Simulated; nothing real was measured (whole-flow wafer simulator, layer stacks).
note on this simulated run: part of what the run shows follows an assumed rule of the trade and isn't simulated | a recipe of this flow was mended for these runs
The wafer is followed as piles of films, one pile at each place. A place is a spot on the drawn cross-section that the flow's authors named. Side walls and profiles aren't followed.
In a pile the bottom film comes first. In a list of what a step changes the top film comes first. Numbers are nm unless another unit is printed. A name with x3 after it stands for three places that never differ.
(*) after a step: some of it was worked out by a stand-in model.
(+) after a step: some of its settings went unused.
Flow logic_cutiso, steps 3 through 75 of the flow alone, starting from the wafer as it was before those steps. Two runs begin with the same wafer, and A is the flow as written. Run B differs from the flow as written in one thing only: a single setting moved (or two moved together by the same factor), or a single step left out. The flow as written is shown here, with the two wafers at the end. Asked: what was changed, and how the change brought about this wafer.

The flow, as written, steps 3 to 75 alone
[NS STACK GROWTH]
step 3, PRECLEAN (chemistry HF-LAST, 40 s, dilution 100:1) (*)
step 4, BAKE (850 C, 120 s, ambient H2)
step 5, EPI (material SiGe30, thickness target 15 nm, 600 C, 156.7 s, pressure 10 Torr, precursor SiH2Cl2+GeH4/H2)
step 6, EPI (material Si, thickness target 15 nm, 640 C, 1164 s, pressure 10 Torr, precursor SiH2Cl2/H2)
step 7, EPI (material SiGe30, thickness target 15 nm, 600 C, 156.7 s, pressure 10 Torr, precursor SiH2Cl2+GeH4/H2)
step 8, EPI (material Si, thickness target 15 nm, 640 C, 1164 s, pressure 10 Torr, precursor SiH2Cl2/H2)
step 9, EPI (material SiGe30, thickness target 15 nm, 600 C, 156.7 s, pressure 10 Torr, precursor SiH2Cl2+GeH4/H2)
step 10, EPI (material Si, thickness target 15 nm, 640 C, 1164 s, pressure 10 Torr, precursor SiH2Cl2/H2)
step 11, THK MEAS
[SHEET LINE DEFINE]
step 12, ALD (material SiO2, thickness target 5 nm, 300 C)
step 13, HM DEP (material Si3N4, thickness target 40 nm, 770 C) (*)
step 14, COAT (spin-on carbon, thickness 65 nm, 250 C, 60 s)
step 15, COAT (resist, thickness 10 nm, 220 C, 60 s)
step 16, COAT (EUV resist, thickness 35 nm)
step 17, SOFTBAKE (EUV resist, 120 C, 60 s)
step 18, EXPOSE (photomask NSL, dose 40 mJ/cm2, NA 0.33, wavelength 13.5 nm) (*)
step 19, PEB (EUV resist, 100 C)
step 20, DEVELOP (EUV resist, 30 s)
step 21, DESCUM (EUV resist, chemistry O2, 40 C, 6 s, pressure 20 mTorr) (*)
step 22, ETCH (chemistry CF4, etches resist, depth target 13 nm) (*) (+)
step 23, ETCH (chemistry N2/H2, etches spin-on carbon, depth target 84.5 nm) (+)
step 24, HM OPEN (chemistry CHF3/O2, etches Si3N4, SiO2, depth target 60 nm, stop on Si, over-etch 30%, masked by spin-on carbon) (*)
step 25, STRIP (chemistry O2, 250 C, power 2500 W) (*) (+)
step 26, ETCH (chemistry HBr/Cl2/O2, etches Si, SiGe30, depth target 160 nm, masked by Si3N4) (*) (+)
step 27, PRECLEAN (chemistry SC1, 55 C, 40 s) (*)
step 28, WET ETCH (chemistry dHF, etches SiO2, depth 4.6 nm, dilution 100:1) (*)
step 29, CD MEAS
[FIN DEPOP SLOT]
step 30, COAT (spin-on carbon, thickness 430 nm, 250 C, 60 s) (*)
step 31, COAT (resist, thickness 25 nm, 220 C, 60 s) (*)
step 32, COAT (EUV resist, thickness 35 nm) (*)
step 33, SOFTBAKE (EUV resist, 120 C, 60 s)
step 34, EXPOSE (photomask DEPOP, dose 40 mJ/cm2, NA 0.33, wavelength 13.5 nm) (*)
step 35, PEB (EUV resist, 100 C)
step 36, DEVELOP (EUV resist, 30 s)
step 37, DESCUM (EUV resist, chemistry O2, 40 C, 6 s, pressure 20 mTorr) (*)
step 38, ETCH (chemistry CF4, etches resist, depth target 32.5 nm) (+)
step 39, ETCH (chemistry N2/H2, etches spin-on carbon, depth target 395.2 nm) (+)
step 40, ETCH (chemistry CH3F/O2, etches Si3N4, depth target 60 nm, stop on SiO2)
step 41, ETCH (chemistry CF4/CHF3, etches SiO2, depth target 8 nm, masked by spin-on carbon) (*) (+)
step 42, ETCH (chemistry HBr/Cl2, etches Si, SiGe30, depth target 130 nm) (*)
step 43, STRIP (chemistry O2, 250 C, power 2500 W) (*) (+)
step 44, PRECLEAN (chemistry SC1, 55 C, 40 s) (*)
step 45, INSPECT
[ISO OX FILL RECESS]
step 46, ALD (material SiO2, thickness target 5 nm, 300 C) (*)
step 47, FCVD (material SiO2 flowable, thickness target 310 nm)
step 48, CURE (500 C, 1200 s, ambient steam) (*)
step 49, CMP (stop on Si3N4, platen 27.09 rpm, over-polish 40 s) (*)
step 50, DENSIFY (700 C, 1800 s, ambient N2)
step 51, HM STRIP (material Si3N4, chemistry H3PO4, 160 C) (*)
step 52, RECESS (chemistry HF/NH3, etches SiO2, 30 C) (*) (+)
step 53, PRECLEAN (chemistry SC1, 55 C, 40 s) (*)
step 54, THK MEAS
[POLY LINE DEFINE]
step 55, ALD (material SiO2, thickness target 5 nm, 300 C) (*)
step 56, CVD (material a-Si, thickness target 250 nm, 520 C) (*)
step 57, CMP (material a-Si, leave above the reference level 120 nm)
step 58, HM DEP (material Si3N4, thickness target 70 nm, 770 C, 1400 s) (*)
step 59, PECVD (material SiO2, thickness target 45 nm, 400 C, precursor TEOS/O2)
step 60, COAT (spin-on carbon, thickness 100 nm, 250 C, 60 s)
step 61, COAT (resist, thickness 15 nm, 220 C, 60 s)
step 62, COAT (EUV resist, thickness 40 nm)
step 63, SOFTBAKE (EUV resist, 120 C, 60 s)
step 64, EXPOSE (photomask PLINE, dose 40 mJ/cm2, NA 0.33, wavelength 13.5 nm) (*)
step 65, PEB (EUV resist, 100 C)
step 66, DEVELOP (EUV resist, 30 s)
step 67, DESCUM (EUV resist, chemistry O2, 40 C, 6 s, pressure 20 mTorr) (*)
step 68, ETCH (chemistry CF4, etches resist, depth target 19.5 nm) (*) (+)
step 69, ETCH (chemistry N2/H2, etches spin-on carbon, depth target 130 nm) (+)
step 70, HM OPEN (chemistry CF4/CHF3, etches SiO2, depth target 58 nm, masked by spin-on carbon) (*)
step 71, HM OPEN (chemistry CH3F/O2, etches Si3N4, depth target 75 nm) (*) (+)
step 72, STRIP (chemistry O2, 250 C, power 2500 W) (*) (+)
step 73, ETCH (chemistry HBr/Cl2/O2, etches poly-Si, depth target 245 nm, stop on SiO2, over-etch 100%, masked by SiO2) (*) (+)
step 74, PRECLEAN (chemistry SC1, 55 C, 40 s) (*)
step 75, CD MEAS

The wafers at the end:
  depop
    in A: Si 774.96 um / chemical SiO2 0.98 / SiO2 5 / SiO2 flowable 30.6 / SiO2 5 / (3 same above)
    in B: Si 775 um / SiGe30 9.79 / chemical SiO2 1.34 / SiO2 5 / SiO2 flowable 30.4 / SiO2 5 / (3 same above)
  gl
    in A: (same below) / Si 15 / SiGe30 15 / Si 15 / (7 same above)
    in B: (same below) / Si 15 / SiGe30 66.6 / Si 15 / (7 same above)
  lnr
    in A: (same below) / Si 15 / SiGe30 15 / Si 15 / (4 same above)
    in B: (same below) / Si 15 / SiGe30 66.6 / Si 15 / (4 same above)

Cause: step 7, EPI: 679 C was run, whereas the flow has 600 C.

How this came from the change, step by step:
  step 7, EPI (material SiGe30, thickness target 15 nm, 600 C, 156.7 s, pressure 10 Torr, precursor SiH2Cl2+GeH4/H2)
      depop, dpovl, gfld and 19 more: A SiGe30 gains 15 (new film) | B SiGe30 gains 66.6 (new film)
  step 26, ETCH (chemistry HBr/Cl2/O2, etches Si, SiGe30, depth target 160 nm, masked by Si3N4) (*) (+)
      dpovl, gfld, gxf, iso, isow, lnri, nsgap: A chemical SiO2 loses 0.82 (all of it), Si loses 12 (all of it), SiGe30 loses 15 (all of it), Si loses 15 (all of it), SiGe30 loses 15 (all of it), Si loses 15 (all of it), SiGe30 loses 15 (all of it), Si loses 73 | B chemical SiO2 loses 0.82 (all of it), Si loses 12 (all of it), SiGe30 loses 15 (all of it), Si loses 15 (all of it), SiGe30 loses 66.6 (all of it), Si loses 15 (all of it), SiGe30 loses 15 (all of it), Si loses 21.4
  step 42, ETCH (chemistry HBr/Cl2, etches Si, SiGe30, depth target 130 nm) (*)
      depop: A Si loses 13.8 (all of it), SiGe30 loses 15 (all of it), Si loses 15 (all of it), SiGe30 loses 15 (all of it), Si loses 15 (all of it), SiGe30 loses 15 (all of it), Si loses 41.2 | B Si loses 13.8 (all of it), SiGe30 loses 15 (all of it), Si loses 15 (all of it), SiGe30 loses 66.6 (all of it), Si loses 15 (all of it), SiGe30 loses 4.59
  step 43, STRIP (chemistry O2, 250 C, power 2500 W) (*) (+)
      depop: A chemical SiO2 gains 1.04 (new film), Si loses 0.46 | B chemical SiO2 gains 1.41 (new film), SiGe30 loses 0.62
